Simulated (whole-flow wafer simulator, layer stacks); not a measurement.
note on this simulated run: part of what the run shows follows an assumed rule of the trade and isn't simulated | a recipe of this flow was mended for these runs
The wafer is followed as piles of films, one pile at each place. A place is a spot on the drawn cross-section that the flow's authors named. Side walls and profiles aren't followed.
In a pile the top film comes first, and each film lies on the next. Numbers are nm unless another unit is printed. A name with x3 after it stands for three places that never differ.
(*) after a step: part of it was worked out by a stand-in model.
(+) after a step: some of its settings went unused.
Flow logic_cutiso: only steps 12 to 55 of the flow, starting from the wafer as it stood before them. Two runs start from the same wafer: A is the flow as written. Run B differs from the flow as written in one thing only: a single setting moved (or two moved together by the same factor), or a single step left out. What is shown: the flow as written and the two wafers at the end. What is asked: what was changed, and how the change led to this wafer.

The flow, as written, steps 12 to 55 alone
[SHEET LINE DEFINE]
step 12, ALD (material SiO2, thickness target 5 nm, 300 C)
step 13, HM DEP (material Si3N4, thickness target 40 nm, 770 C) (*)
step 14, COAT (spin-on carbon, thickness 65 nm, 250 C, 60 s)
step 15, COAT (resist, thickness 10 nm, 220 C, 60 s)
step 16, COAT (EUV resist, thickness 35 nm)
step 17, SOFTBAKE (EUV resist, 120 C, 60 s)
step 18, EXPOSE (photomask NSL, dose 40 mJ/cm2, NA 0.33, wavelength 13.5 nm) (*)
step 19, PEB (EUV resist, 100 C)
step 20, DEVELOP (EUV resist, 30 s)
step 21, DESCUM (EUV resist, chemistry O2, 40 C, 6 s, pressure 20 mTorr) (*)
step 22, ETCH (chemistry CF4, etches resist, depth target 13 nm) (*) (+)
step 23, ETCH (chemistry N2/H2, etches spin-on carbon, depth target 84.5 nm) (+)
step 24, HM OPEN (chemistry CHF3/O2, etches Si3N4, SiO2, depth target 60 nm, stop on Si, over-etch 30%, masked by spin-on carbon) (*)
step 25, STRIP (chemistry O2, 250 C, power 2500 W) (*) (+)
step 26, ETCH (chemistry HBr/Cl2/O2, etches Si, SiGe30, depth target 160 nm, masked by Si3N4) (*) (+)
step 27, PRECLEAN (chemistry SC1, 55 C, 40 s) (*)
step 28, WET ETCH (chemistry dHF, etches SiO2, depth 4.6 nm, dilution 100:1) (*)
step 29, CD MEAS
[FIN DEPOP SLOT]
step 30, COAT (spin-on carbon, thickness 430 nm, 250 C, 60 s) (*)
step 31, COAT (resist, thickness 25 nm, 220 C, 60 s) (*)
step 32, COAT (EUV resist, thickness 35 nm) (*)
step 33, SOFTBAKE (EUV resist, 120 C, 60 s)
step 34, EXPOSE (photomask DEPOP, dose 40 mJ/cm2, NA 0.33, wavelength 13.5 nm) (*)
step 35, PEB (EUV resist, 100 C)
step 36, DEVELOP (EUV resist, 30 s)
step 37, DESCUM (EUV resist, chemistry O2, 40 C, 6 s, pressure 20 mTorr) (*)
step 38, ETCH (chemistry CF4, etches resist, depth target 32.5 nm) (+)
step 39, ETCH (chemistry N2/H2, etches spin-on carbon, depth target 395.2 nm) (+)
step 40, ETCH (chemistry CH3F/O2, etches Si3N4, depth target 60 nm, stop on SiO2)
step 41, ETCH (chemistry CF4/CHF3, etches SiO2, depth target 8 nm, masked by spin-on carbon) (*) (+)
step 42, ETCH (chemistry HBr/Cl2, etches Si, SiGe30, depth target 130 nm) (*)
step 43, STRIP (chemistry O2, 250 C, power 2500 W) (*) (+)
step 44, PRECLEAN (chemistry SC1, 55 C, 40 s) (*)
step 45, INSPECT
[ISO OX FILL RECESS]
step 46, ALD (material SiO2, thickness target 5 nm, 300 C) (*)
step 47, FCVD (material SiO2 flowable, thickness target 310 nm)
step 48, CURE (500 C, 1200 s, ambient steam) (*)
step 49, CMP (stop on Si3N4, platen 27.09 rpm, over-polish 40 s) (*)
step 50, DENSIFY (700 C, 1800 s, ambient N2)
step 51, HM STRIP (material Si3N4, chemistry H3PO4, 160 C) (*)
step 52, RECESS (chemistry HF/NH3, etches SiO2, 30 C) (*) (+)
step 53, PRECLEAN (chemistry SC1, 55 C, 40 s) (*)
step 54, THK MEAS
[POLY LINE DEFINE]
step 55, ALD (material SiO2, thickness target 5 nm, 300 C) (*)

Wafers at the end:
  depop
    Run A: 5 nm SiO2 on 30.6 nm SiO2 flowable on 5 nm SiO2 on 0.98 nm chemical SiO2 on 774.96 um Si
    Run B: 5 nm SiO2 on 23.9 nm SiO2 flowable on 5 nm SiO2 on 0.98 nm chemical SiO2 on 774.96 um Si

The reason: step 41, ETCH: depth target 4.5 nm was run, whereas the flow has depth target 8 nm.

How this came from the change, step by step:
  step 41, ETCH (chemistry CF4/CHF3, etches SiO2, depth target 8 nm, masked by spin-on carbon) (*) (+)
      depop: A -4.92 SiO2 (all of it), -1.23 Si | B -4.5 SiO2
      gfld: A -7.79 resist (all of it), -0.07 spin-on carbon | B -4.5 resist
      (also at 20 further places)
  step 42, ETCH (chemistry HBr/Cl2, etches Si, SiGe30, depth target 130 nm) (*)
      depop: A -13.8 Si (all of it), -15 SiGe30 (all of it), -15 Si (all of it), -15 SiGe30 (all of it), -15 Si (all of it), -15 SiGe30 (all of it), -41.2 Si | B -0.42 SiO2 (all of it), -15 Si (all of it), -15 SiGe30 (all of it), -15 Si (all of it), -15 SiGe30 (all of it), -15 Si (all of it), -15 SiGe30 (all of it), -34.6 Si
      gfld: A -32 spin-on carbon | B -3.29 resist (all of it), -27.4 spin-on carbon
      (also at 19 further places)
